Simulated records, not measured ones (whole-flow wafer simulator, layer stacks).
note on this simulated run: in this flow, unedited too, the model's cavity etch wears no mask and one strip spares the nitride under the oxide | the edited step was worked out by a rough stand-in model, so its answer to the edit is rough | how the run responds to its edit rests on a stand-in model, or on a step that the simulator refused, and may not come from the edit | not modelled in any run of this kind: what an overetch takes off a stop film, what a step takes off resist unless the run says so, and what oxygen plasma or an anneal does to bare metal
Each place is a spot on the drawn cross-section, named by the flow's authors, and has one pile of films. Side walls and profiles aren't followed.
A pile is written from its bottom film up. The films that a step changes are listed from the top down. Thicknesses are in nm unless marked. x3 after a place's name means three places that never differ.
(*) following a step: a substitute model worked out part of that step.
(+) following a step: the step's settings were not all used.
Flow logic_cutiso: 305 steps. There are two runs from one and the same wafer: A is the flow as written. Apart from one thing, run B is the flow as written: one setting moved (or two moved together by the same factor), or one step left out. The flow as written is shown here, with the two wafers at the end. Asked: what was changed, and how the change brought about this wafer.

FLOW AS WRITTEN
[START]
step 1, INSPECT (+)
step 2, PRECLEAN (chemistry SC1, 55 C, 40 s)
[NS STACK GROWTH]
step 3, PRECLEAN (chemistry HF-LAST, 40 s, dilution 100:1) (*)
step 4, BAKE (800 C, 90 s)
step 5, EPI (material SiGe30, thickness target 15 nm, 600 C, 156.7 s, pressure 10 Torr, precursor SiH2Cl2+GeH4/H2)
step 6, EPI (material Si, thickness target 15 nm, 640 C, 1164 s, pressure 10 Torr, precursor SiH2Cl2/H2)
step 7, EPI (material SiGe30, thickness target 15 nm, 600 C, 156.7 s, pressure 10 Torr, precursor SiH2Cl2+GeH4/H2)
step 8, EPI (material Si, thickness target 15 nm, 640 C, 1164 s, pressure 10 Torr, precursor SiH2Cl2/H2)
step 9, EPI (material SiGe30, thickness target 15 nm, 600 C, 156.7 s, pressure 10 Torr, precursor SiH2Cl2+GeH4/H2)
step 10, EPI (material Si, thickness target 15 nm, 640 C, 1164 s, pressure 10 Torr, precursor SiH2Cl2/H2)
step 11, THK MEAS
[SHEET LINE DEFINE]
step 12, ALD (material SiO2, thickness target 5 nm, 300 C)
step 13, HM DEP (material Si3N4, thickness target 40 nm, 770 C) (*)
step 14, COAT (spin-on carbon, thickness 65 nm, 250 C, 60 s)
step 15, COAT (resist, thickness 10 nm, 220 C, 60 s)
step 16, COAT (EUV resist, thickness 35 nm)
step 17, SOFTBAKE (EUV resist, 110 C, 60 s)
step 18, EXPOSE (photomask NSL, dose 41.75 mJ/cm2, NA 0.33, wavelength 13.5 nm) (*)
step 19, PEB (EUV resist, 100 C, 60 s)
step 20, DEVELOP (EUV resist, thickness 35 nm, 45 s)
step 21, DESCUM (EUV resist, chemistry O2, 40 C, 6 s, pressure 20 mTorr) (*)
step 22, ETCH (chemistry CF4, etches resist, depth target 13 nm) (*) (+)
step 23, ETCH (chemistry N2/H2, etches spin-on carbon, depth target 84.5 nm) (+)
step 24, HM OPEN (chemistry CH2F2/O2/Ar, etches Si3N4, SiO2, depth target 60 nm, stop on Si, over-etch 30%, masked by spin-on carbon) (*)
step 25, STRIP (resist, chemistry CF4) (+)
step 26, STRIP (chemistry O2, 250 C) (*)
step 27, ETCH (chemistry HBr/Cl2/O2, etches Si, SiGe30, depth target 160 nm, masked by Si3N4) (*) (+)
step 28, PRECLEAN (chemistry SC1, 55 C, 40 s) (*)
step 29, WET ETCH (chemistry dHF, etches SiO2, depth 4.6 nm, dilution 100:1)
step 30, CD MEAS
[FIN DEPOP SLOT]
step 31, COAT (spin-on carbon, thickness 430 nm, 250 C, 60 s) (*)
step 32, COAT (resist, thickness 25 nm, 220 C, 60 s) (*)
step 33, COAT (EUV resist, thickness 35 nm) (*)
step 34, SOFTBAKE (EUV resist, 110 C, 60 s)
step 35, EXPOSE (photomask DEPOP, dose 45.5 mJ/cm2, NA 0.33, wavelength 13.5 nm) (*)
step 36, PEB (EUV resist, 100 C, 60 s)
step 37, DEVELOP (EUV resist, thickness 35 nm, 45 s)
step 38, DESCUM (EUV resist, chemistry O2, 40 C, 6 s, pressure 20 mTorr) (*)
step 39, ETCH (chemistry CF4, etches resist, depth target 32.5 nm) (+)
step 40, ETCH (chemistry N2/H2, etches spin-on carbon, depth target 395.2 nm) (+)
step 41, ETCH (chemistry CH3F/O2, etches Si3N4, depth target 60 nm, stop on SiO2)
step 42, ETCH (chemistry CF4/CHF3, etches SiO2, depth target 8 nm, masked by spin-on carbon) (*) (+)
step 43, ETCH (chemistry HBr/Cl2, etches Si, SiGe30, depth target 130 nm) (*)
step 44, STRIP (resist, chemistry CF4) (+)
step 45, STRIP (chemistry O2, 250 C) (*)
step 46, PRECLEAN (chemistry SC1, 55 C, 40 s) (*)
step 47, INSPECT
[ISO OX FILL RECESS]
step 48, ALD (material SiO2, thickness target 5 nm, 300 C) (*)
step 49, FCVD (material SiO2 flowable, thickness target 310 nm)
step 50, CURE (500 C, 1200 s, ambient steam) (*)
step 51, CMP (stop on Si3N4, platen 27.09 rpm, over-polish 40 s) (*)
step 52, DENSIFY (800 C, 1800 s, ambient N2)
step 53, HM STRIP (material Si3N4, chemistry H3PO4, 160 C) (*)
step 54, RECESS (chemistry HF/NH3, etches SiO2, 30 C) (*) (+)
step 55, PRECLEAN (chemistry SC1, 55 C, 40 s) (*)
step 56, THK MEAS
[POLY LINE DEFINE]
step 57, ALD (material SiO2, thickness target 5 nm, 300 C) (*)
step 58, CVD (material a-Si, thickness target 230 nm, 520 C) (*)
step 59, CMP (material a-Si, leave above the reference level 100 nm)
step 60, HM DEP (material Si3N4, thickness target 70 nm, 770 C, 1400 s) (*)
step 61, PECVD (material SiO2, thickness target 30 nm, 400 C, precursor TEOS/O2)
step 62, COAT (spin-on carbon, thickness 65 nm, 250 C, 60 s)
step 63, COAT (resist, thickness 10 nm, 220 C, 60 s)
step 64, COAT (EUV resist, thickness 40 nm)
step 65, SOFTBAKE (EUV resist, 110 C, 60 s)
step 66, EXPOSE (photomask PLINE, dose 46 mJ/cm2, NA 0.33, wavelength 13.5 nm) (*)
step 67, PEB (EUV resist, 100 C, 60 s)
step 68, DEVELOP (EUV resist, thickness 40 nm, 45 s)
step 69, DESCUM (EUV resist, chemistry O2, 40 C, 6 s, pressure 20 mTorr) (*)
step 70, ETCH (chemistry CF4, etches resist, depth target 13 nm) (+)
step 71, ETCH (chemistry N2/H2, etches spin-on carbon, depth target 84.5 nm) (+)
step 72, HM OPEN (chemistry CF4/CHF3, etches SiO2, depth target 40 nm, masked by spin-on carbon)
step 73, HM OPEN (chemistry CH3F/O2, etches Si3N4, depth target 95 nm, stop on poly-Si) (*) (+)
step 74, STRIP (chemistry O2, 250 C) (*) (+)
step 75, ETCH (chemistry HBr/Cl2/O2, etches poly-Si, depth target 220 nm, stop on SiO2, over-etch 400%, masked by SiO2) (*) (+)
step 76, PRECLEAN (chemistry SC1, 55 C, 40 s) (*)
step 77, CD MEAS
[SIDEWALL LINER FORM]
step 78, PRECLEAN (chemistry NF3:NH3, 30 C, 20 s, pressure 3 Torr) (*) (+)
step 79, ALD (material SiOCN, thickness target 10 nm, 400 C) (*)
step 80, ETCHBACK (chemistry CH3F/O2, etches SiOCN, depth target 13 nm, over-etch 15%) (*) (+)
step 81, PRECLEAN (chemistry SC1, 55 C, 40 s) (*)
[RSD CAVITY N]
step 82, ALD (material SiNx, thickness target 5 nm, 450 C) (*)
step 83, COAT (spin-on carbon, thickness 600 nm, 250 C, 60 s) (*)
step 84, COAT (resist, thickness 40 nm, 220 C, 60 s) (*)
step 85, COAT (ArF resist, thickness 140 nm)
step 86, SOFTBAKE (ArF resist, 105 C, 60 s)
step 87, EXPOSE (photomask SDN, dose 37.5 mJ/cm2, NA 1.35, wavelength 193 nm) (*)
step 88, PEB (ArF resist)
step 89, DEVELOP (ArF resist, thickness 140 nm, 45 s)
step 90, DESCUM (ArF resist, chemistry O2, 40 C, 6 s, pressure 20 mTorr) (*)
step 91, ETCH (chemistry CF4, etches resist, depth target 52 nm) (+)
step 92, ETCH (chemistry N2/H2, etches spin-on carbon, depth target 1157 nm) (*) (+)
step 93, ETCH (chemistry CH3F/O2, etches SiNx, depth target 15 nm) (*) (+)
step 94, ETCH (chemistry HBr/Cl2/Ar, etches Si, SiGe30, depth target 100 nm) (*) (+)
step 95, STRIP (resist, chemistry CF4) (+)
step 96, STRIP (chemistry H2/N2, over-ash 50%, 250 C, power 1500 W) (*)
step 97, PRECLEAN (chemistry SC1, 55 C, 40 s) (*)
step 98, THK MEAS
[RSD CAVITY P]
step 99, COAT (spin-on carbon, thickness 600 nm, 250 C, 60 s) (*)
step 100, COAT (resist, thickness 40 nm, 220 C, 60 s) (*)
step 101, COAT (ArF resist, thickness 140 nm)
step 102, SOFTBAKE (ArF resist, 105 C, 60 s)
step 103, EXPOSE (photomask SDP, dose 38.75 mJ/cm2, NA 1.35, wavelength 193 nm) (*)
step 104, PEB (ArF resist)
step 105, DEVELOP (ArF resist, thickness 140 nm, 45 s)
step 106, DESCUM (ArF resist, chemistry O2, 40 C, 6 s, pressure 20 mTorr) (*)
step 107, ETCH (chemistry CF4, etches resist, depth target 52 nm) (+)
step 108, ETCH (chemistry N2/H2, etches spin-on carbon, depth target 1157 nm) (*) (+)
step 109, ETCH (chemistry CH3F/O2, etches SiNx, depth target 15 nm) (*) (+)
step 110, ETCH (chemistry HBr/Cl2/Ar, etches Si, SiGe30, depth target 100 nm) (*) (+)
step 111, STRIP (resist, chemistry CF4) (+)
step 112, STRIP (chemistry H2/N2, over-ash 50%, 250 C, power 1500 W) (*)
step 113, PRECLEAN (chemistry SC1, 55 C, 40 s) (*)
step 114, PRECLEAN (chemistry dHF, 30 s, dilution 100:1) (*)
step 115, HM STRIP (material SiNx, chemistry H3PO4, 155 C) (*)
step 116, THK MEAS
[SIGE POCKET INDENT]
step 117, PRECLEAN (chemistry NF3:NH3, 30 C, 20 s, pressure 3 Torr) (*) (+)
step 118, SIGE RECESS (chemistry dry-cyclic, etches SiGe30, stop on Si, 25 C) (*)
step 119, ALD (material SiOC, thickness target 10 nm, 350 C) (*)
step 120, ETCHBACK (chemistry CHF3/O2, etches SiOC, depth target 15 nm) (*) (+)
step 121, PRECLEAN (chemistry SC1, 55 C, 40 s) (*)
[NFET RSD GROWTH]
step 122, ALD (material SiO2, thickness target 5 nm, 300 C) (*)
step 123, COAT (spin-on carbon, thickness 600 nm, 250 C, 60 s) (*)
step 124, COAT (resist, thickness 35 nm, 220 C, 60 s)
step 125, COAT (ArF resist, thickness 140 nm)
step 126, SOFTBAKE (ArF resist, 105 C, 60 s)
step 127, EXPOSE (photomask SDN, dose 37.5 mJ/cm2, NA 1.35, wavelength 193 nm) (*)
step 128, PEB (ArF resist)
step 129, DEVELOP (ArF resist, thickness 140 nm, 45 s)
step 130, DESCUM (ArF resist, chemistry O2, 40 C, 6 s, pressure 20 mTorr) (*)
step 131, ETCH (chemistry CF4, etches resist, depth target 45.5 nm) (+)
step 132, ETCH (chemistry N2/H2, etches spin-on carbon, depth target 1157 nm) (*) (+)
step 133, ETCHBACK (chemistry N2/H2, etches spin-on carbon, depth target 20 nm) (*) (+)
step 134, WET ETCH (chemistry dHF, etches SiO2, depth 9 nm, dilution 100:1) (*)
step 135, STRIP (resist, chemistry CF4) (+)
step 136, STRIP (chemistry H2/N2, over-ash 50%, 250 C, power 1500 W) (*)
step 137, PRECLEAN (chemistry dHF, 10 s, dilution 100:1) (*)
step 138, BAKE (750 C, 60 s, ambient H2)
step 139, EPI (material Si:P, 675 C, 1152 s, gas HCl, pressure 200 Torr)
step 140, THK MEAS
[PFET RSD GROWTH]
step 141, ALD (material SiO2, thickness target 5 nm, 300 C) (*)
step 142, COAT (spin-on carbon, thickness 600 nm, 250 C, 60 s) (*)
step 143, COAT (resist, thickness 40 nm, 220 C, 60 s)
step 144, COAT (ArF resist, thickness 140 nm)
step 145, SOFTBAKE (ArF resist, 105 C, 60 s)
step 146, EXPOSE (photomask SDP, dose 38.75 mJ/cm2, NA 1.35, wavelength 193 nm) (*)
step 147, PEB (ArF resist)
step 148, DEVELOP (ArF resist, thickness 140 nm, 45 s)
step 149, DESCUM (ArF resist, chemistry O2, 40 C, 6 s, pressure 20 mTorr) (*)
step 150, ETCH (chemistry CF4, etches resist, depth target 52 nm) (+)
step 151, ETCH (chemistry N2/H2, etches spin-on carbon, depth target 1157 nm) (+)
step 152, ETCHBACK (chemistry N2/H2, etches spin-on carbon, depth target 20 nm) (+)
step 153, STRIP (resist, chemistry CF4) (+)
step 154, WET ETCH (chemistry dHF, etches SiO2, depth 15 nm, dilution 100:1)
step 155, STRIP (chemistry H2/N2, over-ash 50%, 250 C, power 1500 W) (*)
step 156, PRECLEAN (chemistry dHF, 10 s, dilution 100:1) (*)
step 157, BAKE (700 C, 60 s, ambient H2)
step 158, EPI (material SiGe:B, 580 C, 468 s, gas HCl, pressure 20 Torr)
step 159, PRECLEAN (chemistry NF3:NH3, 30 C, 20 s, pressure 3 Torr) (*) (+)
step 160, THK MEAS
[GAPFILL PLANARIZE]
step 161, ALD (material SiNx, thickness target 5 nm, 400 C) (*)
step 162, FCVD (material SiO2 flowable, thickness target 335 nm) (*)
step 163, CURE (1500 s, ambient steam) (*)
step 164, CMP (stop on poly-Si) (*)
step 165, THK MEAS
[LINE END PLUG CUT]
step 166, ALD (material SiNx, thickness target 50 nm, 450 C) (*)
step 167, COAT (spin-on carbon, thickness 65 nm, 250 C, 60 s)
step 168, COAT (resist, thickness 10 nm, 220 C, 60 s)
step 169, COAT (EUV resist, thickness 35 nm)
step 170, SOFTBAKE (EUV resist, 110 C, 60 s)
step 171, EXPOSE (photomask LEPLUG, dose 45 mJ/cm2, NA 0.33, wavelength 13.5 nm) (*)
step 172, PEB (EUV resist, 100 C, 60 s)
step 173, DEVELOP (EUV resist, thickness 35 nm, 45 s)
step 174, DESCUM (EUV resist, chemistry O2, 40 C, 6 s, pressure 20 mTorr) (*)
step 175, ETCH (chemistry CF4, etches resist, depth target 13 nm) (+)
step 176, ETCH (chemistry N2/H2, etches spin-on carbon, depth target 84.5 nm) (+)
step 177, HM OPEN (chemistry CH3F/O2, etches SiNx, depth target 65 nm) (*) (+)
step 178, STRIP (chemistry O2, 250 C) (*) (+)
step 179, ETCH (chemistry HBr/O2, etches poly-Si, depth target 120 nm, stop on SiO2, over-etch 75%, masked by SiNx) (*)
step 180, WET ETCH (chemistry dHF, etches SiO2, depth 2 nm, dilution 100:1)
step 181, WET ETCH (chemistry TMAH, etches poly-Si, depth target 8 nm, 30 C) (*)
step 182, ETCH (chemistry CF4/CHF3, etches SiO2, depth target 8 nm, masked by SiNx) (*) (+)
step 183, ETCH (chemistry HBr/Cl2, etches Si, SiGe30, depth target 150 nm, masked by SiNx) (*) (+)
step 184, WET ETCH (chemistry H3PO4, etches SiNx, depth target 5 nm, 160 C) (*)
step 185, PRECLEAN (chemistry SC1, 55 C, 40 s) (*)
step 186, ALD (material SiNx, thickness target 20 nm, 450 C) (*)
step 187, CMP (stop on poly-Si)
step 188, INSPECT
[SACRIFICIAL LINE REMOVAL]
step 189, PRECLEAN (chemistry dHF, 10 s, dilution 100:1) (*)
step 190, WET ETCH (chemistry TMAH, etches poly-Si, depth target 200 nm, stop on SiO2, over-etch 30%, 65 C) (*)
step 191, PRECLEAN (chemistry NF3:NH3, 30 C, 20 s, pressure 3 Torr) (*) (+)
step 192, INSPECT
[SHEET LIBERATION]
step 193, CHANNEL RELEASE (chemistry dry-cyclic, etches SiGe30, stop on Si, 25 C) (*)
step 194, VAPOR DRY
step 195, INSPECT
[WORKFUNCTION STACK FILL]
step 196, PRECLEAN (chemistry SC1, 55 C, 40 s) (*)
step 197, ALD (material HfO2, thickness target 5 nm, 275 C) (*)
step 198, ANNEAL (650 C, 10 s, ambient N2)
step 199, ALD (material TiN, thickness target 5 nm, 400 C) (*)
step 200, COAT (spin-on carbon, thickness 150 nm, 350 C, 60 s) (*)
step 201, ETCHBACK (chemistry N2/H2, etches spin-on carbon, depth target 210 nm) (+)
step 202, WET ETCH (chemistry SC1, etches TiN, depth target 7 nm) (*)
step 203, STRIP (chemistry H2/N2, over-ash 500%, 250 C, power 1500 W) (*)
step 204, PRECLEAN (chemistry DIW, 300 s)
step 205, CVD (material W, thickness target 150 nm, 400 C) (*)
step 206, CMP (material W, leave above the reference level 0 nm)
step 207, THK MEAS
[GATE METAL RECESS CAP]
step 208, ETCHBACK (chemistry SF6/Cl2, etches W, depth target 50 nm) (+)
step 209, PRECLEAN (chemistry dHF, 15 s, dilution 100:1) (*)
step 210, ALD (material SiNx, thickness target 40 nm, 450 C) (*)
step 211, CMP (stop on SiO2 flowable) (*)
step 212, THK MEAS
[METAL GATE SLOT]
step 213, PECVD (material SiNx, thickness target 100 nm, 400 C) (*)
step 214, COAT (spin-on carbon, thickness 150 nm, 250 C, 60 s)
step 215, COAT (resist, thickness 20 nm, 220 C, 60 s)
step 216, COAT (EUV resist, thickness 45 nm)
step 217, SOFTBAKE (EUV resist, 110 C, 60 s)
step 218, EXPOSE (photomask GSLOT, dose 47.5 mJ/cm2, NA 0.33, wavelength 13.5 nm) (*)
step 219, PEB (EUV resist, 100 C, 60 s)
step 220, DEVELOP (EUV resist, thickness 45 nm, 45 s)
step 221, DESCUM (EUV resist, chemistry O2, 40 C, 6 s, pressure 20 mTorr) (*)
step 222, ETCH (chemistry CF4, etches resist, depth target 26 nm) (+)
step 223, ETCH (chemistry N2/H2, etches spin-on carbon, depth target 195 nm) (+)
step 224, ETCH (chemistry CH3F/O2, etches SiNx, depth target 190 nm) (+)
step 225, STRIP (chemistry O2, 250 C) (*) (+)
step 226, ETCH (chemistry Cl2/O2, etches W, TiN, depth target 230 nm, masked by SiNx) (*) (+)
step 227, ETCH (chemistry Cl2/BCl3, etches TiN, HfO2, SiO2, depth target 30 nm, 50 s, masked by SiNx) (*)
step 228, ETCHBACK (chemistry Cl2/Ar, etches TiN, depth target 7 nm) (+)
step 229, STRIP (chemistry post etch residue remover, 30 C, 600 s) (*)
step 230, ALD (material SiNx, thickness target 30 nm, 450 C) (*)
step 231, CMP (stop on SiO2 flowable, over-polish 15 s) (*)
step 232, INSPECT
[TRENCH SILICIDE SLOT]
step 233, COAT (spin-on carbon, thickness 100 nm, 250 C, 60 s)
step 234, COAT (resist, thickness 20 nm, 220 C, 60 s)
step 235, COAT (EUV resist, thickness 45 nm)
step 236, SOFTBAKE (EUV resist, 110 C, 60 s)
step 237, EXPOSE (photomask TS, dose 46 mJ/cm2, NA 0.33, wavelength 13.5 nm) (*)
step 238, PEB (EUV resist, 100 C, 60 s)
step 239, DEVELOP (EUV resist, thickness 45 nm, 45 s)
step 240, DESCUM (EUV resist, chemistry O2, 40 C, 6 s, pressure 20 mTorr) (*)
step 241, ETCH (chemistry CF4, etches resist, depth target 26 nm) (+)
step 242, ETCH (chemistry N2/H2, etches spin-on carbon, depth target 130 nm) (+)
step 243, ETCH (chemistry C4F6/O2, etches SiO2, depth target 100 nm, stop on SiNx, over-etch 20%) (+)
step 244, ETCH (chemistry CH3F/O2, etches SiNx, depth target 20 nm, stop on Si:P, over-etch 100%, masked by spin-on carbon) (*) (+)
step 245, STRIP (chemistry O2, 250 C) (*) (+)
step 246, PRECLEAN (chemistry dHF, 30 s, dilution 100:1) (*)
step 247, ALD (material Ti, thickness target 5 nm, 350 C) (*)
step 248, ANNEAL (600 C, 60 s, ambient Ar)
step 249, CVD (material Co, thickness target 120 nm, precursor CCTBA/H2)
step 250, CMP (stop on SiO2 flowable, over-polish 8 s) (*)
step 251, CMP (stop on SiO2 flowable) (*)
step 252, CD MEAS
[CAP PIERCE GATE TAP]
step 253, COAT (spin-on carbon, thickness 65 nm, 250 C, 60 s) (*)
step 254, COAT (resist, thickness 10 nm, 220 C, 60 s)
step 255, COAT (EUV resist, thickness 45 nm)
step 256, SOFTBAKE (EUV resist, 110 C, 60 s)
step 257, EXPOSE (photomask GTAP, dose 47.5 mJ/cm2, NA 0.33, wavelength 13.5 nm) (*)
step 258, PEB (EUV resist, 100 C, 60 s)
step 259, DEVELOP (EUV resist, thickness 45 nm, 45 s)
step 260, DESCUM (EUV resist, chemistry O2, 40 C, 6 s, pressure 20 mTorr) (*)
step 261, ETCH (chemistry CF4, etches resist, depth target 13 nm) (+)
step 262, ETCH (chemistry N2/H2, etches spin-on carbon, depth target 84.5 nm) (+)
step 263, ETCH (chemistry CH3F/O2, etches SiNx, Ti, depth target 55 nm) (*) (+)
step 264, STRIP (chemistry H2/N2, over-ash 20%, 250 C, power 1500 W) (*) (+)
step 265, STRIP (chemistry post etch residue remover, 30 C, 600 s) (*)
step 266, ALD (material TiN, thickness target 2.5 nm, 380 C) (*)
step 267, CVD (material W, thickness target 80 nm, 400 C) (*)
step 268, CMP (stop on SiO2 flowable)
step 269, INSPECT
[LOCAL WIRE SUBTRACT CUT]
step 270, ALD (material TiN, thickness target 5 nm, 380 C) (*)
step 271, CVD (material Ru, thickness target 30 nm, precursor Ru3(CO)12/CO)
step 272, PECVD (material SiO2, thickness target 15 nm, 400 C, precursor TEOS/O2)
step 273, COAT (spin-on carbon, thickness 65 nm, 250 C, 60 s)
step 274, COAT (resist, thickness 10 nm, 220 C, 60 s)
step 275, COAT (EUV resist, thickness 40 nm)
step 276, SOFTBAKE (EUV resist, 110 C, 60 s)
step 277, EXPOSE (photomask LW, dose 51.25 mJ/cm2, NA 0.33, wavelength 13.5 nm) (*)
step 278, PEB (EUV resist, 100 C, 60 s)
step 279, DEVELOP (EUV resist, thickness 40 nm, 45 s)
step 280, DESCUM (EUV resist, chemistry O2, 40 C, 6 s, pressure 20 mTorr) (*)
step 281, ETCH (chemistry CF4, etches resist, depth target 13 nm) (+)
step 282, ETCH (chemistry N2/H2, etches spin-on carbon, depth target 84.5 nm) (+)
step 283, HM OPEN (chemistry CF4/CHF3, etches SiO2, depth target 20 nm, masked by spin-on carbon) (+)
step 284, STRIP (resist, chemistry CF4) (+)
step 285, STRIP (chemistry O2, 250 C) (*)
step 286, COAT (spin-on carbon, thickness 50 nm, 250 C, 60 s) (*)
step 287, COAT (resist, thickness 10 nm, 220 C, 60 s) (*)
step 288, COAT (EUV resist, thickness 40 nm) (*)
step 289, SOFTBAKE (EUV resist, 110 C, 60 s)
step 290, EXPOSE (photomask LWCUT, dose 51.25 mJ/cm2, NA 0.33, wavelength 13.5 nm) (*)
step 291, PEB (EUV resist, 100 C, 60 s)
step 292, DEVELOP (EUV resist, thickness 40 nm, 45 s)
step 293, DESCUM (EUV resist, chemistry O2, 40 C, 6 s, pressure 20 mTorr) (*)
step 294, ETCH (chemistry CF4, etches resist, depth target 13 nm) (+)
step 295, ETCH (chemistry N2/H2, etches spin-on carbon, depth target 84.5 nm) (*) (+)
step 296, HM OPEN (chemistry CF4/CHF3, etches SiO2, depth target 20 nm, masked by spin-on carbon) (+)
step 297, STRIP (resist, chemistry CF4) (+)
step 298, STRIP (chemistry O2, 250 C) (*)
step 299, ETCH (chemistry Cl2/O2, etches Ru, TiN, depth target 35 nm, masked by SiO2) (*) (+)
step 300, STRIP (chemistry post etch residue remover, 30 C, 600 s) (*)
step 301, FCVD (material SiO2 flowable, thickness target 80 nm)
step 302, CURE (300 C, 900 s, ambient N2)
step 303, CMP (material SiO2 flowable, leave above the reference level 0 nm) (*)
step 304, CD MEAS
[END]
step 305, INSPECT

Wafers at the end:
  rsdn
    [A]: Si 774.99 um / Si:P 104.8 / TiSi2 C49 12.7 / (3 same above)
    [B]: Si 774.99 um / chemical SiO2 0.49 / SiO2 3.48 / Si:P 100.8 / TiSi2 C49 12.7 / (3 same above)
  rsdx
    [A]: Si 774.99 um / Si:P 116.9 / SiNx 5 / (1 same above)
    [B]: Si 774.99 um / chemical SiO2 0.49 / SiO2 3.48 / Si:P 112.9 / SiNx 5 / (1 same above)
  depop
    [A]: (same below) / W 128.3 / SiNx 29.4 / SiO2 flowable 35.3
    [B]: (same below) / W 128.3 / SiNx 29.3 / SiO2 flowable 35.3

What caused this: step 132, ETCH: depth target 462.8 nm was run, whereas the flow has depth target 1157 nm.

How this came from the change, step by step:
  step 132, ETCH (chemistry N2/H2, etches spin-on carbon, depth target 1157 nm) (*) (+)
      gl, tap: A -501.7 spin-on carbon (all of it), -5 SiO2 (all of it), -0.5 Si3N4 | B -462.8 spin-on carbon
      lnr, lnrt: A -496.5 spin-on carbon (all of it), -5 SiO2 (all of it), -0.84 SiOCN | B -462.8 spin-on carbon
      (also at 18 further places)
  step 133, ETCHBACK (chemistry N2/H2, etches spin-on carbon, depth target 20 nm) (*) (+)
      gl, tap: A -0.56 Si3N4 | B -20 spin-on carbon
      lnr, lnrt: A -0.83 SiOCN | B -20 spin-on carbon
      (also at 3 further places)
  step 134, WET ETCH (chemistry dHF, etches SiO2, depth 9 nm, dilution 100:1) (*)
      lnr, lnrt: A -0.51 SiOCN | B nothing
      rsdn, rsdx: A -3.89 SiO2 (all of it), -0.49 chemical SiO2 (all of it) | B nothing
  step 135, STRIP (resist, chemistry CF4) (+)
      lnr, lnrt: A -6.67 SiOCN | B nothing
      gl: A -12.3 Si3N4 | B nothing
      (also at 17 further places)
  step 136, STRIP (chemistry H2/N2, over-ash 50%, 250 C, power 1500 W) (*)
      gl, tap: A nothing | B -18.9 spin-on carbon (all of it)
      lnr, lnrt: A nothing | B -13.7 spin-on carbon (all of it)
      (also at 3 further places)
  step 137, PRECLEAN (chemistry dHF, 10 s, dilution 100:1) (*)
      gl, gxn, tap: A -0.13 Si3N4 | B -1.52 SiO2
      lnr, lnrt: A -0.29 SiOCN | B -1.52 SiO2
      (also at 2 further places)
  step 139, EPI (material Si:P, 675 C, 1152 s, gas HCl, pressure 200 Torr)
      rsdn, rsdx: A +116.9 Si:P (new film) | B +112.9 Si:P (new film)
  step 141, ALD (material SiO2, thickness target 5 nm, 300 C) (*)
      gl, lnr, lnrt, tap: A +5 SiO2 (new film) | B +5 SiO2
      gxn: A +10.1 SiO2 (new film) | B +5 SiO2
  step 159, PRECLEAN (chemistry NF3:NH3, 30 C, 20 s, pressure 3 Torr) (*) (+)
      gl, tap: A -3.48 SiO2 (all of it), -0.3 Si3N4 | B -6.96 SiO2 (all of it)
      lnr, lnrt: A -3.48 SiO2 (all of it), -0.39 SiOCN | B -6.96 SiO2 (all of it), -0.27 SiOCN
  step 162, FCVD (material SiO2 flowable, thickness target 335 nm) (*)
      gl: A +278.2 SiO2 flowable (new film) | B +268.2 SiO2 flowable (new film)
      gxn: A +272 SiO2 flowable (new film) | B +266.3 SiO2 flowable (new film)
      (also at 1 further place)
  step 164, CMP (stop on poly-Si) (*)
      gl, tap: A -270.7 SiO2 flowable (all of it), -5 SiNx (all of it), -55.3 Si3N4 (all of it) | B -260.8 SiO2 flowable (all of it), -5 SiNx (all of it), -69.4 Si3N4 (all of it)
      lnr, lnrt: A -260.9 SiO2 flowable (all of it), -5 SiNx (all of it), -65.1 SiOCN | B -255.8 SiO2 flowable (all of it), -5 SiNx (all of it), -74.4 SiOCN
      (also at 1 further place)
